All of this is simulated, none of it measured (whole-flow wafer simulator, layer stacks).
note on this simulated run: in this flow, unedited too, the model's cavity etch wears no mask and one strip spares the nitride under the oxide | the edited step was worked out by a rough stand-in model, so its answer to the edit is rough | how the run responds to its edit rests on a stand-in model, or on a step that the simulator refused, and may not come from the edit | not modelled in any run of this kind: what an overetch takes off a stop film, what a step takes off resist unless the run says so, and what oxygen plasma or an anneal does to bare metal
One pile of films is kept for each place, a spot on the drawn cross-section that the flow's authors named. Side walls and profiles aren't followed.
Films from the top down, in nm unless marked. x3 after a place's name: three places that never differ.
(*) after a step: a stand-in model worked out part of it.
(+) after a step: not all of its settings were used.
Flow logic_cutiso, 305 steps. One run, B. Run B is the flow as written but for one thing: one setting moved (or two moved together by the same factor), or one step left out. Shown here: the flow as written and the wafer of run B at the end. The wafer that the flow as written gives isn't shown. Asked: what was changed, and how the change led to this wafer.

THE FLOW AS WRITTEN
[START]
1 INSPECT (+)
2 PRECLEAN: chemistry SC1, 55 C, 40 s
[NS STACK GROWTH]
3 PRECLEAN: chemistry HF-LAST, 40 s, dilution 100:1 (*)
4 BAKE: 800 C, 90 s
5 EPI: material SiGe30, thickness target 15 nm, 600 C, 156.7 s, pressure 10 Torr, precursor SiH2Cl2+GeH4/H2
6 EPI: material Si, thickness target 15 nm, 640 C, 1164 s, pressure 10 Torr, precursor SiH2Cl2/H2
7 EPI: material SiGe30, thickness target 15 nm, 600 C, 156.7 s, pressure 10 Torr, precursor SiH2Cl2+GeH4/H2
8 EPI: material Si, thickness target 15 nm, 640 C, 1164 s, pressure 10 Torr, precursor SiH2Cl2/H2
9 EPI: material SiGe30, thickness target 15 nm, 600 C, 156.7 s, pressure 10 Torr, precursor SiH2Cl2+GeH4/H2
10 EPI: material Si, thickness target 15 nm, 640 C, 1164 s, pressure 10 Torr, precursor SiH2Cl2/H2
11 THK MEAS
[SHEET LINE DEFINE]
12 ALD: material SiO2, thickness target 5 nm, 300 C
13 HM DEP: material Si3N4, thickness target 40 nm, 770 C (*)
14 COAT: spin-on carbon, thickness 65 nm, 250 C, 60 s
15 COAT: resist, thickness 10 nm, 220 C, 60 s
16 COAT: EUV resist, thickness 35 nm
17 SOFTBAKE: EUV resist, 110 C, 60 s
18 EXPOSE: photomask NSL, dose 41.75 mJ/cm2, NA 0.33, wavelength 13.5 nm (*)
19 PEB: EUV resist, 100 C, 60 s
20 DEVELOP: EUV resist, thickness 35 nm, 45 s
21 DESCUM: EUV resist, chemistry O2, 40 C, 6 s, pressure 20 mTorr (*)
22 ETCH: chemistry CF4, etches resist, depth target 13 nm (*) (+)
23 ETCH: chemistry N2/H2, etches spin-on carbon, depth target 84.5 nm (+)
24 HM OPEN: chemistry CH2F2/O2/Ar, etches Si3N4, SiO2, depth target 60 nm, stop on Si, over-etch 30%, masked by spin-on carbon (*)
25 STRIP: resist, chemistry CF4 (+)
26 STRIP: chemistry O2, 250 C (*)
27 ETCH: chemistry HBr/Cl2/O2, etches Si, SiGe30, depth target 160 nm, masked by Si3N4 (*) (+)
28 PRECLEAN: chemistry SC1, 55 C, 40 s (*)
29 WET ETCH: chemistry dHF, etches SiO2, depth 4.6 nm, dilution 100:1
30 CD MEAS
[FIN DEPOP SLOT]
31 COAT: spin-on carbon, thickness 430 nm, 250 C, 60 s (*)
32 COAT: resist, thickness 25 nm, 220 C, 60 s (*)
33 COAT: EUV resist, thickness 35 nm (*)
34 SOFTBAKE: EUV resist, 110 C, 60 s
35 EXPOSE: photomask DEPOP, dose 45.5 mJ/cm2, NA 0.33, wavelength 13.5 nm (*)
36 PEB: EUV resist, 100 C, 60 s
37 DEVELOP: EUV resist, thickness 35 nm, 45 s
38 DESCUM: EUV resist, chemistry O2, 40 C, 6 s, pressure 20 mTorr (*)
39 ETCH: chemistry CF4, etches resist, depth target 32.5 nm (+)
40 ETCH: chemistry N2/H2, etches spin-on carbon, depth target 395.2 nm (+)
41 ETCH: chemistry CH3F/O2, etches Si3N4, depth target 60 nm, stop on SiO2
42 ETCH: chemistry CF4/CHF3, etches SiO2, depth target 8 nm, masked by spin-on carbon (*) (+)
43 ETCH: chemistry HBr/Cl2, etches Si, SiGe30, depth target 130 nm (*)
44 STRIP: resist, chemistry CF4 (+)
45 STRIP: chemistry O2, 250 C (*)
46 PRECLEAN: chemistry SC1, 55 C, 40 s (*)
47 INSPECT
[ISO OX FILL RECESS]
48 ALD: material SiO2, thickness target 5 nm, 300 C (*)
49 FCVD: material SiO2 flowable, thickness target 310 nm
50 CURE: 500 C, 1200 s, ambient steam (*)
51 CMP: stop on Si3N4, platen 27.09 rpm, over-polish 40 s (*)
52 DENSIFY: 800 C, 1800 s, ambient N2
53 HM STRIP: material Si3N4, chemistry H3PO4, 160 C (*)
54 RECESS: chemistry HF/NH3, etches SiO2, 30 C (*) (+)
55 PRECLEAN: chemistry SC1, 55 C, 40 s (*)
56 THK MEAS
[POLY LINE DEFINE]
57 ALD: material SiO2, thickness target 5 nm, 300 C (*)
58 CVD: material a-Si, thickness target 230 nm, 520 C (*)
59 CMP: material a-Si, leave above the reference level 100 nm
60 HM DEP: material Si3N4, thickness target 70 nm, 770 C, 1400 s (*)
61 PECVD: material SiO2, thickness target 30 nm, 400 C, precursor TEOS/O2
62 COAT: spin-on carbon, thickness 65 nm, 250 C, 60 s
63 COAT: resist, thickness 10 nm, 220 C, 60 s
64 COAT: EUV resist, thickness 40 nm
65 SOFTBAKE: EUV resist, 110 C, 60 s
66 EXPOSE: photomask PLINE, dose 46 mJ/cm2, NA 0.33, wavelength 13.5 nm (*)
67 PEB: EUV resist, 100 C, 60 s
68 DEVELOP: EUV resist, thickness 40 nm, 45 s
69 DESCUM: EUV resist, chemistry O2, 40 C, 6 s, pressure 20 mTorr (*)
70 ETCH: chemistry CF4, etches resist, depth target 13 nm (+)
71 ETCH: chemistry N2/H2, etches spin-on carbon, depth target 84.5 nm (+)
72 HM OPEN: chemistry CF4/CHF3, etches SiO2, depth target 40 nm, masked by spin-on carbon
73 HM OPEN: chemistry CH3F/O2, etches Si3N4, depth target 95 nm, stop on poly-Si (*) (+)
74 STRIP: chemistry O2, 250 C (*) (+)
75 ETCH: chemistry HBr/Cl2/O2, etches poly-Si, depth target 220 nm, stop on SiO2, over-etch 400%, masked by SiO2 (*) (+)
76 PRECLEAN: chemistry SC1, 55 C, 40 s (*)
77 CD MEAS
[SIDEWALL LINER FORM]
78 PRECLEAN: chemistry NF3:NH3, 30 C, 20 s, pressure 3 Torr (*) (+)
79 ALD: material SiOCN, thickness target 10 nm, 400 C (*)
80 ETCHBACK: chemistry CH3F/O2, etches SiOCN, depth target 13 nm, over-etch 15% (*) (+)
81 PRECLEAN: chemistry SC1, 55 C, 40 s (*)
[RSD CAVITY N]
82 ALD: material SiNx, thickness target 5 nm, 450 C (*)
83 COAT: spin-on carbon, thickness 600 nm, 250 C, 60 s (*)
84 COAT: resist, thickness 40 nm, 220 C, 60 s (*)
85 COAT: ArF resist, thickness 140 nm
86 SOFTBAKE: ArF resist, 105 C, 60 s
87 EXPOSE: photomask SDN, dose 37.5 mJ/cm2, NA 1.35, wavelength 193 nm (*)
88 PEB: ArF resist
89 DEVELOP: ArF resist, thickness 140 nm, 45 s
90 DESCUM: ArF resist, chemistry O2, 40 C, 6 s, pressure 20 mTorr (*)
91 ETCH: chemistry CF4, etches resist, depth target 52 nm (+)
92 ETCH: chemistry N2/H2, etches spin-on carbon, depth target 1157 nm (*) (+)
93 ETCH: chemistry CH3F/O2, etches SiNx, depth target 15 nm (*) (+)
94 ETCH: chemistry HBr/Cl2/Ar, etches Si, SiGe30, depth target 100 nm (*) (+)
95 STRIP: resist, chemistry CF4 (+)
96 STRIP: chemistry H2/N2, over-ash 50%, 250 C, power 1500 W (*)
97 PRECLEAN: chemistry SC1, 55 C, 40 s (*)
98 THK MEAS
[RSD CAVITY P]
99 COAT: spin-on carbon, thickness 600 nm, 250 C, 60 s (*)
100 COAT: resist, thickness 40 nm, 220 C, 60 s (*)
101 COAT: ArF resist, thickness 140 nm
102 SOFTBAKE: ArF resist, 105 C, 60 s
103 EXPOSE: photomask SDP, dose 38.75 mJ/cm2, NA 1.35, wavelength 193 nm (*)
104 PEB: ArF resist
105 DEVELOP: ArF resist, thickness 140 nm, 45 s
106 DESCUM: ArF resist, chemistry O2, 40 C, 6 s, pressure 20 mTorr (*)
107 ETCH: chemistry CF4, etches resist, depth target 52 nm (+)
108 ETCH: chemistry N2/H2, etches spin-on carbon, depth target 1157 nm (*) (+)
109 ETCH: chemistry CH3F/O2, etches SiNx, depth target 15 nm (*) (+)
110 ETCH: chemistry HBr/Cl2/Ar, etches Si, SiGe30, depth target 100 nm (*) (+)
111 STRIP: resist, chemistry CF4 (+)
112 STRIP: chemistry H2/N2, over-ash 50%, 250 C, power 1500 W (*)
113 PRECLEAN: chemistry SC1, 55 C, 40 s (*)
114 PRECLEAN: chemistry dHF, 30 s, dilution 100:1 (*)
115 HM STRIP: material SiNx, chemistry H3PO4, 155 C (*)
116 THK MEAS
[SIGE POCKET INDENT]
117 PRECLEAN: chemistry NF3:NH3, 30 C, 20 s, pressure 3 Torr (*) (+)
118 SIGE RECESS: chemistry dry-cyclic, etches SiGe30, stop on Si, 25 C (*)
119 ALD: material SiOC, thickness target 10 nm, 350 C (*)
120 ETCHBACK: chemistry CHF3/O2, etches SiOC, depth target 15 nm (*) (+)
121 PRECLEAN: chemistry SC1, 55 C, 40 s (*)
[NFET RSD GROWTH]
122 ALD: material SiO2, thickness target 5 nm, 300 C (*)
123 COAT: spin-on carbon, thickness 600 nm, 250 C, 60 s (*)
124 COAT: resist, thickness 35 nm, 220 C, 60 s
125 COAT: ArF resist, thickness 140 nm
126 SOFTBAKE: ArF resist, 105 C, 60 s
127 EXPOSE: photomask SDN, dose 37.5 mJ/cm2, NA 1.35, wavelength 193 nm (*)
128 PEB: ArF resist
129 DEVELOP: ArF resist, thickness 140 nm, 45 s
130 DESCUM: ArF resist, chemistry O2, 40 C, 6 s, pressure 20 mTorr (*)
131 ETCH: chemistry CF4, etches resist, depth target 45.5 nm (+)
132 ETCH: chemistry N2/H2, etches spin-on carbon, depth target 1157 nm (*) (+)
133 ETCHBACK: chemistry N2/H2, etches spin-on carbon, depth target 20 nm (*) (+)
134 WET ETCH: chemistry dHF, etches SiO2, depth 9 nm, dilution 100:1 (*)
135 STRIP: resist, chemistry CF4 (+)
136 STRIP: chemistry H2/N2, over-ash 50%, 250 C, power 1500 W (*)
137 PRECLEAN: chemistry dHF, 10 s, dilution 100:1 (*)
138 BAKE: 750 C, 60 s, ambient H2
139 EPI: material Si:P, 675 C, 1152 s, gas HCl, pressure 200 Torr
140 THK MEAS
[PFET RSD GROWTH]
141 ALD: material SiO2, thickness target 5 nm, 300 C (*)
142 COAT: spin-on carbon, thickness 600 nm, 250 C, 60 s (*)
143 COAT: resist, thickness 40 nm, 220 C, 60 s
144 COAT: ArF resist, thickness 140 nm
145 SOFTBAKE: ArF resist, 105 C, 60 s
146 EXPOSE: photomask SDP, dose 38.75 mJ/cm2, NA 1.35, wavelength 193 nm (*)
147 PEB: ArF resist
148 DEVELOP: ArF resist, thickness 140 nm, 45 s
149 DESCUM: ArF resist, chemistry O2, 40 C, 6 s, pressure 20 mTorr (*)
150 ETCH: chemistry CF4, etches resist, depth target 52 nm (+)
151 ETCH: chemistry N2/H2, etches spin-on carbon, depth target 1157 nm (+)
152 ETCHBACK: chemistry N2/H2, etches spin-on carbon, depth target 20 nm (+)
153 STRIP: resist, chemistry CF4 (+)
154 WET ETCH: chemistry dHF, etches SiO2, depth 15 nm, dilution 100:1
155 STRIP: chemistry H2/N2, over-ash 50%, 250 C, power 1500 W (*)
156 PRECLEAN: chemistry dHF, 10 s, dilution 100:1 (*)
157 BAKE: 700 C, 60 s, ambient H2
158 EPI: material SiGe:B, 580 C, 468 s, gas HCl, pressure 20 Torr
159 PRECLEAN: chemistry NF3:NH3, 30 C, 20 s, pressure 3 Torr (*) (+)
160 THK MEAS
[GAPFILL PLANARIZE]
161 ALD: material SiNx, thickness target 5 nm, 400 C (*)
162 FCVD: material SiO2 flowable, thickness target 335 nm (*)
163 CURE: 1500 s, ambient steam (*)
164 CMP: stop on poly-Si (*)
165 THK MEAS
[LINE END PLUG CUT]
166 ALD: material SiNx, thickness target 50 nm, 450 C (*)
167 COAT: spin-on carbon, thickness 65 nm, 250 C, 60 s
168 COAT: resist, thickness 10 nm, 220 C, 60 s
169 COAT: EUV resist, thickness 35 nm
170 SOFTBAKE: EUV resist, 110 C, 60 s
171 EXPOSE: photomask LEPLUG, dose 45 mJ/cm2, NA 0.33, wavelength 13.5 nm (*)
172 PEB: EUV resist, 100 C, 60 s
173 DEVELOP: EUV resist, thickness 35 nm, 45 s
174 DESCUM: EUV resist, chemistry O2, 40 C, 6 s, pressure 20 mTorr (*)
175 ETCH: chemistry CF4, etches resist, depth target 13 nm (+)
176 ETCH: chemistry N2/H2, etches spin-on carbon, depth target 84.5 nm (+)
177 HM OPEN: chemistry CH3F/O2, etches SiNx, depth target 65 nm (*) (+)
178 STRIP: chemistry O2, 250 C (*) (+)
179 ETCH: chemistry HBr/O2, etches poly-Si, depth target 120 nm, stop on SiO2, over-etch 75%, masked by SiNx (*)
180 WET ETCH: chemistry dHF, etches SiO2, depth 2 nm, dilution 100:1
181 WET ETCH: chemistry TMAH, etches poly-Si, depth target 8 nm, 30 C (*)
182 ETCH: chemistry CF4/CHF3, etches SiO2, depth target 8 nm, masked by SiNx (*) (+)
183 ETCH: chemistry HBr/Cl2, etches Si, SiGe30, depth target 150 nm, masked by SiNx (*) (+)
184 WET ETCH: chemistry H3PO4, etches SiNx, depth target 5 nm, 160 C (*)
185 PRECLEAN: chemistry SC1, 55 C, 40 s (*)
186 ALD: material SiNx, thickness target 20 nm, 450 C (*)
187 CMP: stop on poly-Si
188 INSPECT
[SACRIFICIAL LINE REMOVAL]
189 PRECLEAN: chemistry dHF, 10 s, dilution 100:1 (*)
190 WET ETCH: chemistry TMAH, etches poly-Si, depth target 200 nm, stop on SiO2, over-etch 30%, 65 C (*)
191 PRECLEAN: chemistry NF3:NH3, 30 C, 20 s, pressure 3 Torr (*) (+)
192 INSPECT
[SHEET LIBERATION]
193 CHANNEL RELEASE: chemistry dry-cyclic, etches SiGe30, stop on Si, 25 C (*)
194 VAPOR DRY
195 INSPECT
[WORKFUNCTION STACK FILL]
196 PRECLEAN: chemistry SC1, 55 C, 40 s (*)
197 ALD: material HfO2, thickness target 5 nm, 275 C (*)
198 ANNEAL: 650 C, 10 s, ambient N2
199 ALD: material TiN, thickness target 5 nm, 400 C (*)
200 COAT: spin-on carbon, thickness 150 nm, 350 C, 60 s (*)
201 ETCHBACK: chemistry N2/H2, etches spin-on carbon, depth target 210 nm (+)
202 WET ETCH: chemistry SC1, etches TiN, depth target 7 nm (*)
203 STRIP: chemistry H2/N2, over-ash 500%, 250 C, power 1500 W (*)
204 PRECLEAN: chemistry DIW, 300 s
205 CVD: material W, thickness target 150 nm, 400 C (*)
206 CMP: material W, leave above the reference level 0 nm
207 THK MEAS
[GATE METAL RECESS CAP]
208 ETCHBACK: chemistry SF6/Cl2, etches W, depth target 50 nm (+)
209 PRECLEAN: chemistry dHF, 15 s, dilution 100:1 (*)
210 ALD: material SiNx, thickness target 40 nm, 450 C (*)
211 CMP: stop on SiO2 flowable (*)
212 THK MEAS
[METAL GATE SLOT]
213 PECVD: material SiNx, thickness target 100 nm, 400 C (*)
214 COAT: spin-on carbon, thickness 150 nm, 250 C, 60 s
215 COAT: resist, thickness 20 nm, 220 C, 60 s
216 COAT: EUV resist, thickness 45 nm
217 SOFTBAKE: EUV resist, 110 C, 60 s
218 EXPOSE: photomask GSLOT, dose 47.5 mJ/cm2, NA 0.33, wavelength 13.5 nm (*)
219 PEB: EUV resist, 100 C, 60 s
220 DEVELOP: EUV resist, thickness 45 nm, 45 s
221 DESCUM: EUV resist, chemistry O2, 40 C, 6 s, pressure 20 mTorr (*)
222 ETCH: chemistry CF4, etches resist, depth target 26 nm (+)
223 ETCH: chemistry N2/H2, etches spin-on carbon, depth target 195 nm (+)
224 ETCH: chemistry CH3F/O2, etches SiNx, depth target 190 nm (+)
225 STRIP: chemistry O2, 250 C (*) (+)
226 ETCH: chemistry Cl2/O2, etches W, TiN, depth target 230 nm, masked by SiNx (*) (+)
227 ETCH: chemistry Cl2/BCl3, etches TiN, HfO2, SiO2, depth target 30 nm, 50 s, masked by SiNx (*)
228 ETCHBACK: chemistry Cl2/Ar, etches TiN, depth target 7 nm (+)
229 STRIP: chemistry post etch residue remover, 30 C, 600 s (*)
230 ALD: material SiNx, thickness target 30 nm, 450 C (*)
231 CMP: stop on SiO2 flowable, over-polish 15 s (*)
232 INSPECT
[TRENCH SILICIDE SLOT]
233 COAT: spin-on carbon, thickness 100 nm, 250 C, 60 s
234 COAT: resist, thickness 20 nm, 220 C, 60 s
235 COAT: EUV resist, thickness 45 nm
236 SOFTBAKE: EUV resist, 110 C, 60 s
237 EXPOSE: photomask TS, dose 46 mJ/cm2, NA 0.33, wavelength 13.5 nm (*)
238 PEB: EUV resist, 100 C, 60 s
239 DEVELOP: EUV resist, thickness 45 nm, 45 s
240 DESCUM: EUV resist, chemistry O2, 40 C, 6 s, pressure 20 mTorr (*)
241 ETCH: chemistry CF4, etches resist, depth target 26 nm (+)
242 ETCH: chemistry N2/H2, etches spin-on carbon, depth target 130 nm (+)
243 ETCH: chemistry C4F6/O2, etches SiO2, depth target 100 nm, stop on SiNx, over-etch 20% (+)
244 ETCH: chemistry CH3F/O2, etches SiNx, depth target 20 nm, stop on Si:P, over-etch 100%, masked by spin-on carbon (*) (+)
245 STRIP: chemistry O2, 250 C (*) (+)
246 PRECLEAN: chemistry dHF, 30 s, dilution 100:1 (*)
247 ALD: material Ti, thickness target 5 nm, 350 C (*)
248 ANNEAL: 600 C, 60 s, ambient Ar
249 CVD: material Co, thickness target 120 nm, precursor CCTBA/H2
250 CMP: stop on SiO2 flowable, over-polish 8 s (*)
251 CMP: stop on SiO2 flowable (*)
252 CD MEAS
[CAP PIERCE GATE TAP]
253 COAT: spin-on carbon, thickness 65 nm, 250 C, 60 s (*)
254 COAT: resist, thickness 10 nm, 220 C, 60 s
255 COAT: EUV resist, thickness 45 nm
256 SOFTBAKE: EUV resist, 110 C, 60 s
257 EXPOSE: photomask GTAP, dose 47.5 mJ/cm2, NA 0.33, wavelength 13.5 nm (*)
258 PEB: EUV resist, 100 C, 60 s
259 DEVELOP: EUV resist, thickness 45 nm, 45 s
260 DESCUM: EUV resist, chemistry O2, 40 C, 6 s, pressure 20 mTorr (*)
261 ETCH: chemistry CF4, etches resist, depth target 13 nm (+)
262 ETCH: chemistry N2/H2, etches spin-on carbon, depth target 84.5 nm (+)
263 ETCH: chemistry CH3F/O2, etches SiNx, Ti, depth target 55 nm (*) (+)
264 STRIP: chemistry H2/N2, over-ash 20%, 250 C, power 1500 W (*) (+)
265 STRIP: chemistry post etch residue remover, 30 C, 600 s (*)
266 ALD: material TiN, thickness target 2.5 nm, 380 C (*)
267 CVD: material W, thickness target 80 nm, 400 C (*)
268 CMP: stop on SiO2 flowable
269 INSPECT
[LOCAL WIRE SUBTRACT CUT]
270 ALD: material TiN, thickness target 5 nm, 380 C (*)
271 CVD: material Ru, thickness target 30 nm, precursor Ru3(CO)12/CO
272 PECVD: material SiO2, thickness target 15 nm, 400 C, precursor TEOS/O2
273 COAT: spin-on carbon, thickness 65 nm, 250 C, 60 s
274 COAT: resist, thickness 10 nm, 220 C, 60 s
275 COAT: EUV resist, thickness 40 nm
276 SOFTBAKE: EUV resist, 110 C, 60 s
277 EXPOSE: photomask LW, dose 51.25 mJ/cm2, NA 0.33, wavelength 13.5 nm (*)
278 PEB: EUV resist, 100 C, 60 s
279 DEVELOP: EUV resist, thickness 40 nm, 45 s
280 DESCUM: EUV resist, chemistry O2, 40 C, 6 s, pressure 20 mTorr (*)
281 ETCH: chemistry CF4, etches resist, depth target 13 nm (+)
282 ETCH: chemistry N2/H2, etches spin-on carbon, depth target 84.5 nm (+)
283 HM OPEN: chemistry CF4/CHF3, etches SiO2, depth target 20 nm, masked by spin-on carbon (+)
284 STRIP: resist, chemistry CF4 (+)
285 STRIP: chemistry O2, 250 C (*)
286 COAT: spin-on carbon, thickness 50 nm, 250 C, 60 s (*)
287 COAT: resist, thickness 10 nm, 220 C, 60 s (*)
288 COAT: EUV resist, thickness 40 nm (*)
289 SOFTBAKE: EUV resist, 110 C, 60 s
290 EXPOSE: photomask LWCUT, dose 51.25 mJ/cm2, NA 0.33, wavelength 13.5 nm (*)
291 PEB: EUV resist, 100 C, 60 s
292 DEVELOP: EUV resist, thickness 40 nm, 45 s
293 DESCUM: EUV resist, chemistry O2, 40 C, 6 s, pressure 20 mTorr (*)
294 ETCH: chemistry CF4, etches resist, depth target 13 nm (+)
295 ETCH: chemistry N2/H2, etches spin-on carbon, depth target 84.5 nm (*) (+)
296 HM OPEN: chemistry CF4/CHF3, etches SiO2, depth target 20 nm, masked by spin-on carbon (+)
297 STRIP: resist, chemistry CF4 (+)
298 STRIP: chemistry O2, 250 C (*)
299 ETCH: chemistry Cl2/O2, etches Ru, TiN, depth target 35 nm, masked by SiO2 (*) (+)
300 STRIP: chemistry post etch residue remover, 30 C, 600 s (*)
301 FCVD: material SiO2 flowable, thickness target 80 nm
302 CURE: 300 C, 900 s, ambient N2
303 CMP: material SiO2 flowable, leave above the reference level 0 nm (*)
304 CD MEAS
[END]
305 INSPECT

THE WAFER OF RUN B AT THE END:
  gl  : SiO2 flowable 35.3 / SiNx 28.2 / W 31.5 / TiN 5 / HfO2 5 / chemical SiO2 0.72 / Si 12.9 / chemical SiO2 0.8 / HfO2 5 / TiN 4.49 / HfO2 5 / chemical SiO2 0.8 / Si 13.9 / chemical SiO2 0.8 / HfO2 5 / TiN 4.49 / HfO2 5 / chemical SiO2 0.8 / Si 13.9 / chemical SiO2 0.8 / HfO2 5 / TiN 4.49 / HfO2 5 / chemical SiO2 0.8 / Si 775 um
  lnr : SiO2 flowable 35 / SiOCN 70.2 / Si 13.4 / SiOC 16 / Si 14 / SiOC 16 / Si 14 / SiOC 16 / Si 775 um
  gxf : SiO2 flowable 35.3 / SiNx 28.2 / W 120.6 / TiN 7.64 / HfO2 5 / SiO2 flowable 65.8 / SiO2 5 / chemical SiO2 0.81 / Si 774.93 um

The cause: step 75, ETCH: depth target 88 nm was run, where the flow has depth target 220 nm.

How the change led to this, step by step:
  75 ETCH: chemistry HBr/Cl2/O2, etches poly-Si, depth target 220 nm, stop on SiO2, over-etch 400%, masked by SiO2 (*) (+)
      lnr, lnrp, lnrt, rsdn, rsdp, rsdw, rsdx: chemical SiO2 -0.79 (all of it), poly-Si -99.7 (all of it), SiO2 -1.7 (as written it would be: chemical SiO2 -0.79 (all of it), poly-Si -99.7 (all of it), SiO2 -5 (all of it))
      depop, dpovl, gfld and 10 more: SiO2 -7.05 (as written it would be: SiO2 -9.58)
      (and at 2 more places)
  78 PRECLEAN: chemistry NF3:NH3, 30 C, 20 s, pressure 3 Torr (*) (+)
      lnr, lnrp, lnrt, rsdn, rsdp, rsdw, rsdx: SiO2 -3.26 (all of it), chemical SiO2 -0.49 (all of it) (as written it would be: chemical SiO2 -0.52 (all of it))
      iso, lnri: SiO2 -3.71 (all of it), SiO2 flowable -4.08 (as written it would be: SiO2 -0.41 (all of it), SiO2 flowable -7.89)
  120 ETCHBACK: chemistry CHF3/O2, etches SiOC, depth target 15 nm (*) (+)
      gl, tap: SiOC -10 (all of it), SiO2 -5 (as written it would be: SiOC -10 (all of it), SiO2 -4.21 (all of it), Si3N4 -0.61)
      glp: SiOC -10 (all of it), SiO2 -5 (as written it would be: SiOC -10 (all of it), SiO2 -4.25 (all of it), Si3N4 -0.58)
      (and at 2 more places)
  122 ALD: material SiO2, thickness target 5 nm, 300 C (*)
      gl, glp, tap: SiO2 +5 (as written it would be: SiO2 +5 (new film))
      gxn: SiO2 +7.18 (as written it would be: SiO2 +6.76 (new film))
      (and at 1 more place)
  132 ETCH: chemistry N2/H2, etches spin-on carbon, depth target 1157 nm (*) (+)
      gl, tap: spin-on carbon -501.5 (all of it), SiO2 -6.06 (as written it would be: spin-on carbon -501.7 (all of it), SiO2 -5 (all of it), Si3N4 -0.5)
  133 ETCHBACK: chemistry N2/H2, etches spin-on carbon, depth target 20 nm (*) (+)
      gl, tap: SiO2 -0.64 (all of it), Si3N4 -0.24 (as written it would be: Si3N4 -0.56)
      gxn: SiO2 -1.11 (as written it would be: SiO2 -0.7 (all of it), Si3N4 -0.21)
  134 WET ETCH: chemistry dHF, etches SiO2, depth 9 nm, dilution 100:1 (*)
      gxn: SiO2 -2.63 (all of it), Si3N4 -0.19 (as written it would be: Si3N4 -0.34)
  141 ALD: material SiO2, thickness target 5 nm, 300 C (*)
      gxn: SiO2 +12.2 (new film) (as written it would be: SiO2 +10.1 (new film))
  153 STRIP: resist, chemistry CF4 (+)
      gxp: SiO2 -5.33 (as written it would be: SiO2 -3.06 (all of it))
      glp: SiO2 -3.05 (all of it) (as written it would be: SiO2 -1.36 (all of it))
  154 WET ETCH: chemistry dHF, etches SiO2, depth 15 nm, dilution 100:1
      gxp: SiO2 -0.78 (all of it) (as written it would be: nothing)
  161 ALD: material SiNx, thickness target 5 nm, 400 C (*)
      gxp: SiNx +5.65 (new film) (as written it would be: SiNx +5 (new film))
  164 CMP: stop on poly-Si (*)
      depop, dpovl, isow, ns, nsgap: SiO2 flowable -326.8 (all of it), SiNx -5 (all of it), SiO2 -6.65 (all of it), Si3N4 -70 (all of it) (as written it would be: SiO2 flowable -326.8 (all of it), SiNx -5 (all of it), SiO2 -4.13 (all of it), Si3N4 -70 (all of it))
      gfld, gxf, plug: SiO2 flowable -251.5 (all of it), SiNx -5 (all of it), SiO2 -6.65 (all of it), Si3N4 -70 (all of it) (as written it would be: SiO2 flowable -251.9 (all of it), SiNx -5 (all of it), SiO2 -4.13 (all of it), Si3N4 -70 (all of it))
      (and at 8 more places)
  197 ALD: material HfO2, thickness target 5 nm, 275 C (*)
      gxf: HfO2 +5 (new film) (as written it would be: HfO2 +7.7 (new film))
  199 ALD: material TiN, thickness target 5 nm, 400 C (*)
      gfld: TiN +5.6 (new film) (as written it would be: TiN +7.64 (new film))
      gxf: TiN +7.64 (new film) (as written it would be: TiN +5 (new film))
  226 ETCH: chemistry Cl2/O2, etches W, TiN, depth target 230 nm, masked by SiNx (*) (+)
      gfld: W -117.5 (all of it), TiN -5.6 (all of it), HfO2 -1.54 (as written it would be: W -115.4 (all of it), TiN -7.64 (all of it), HfO2 -1.54)
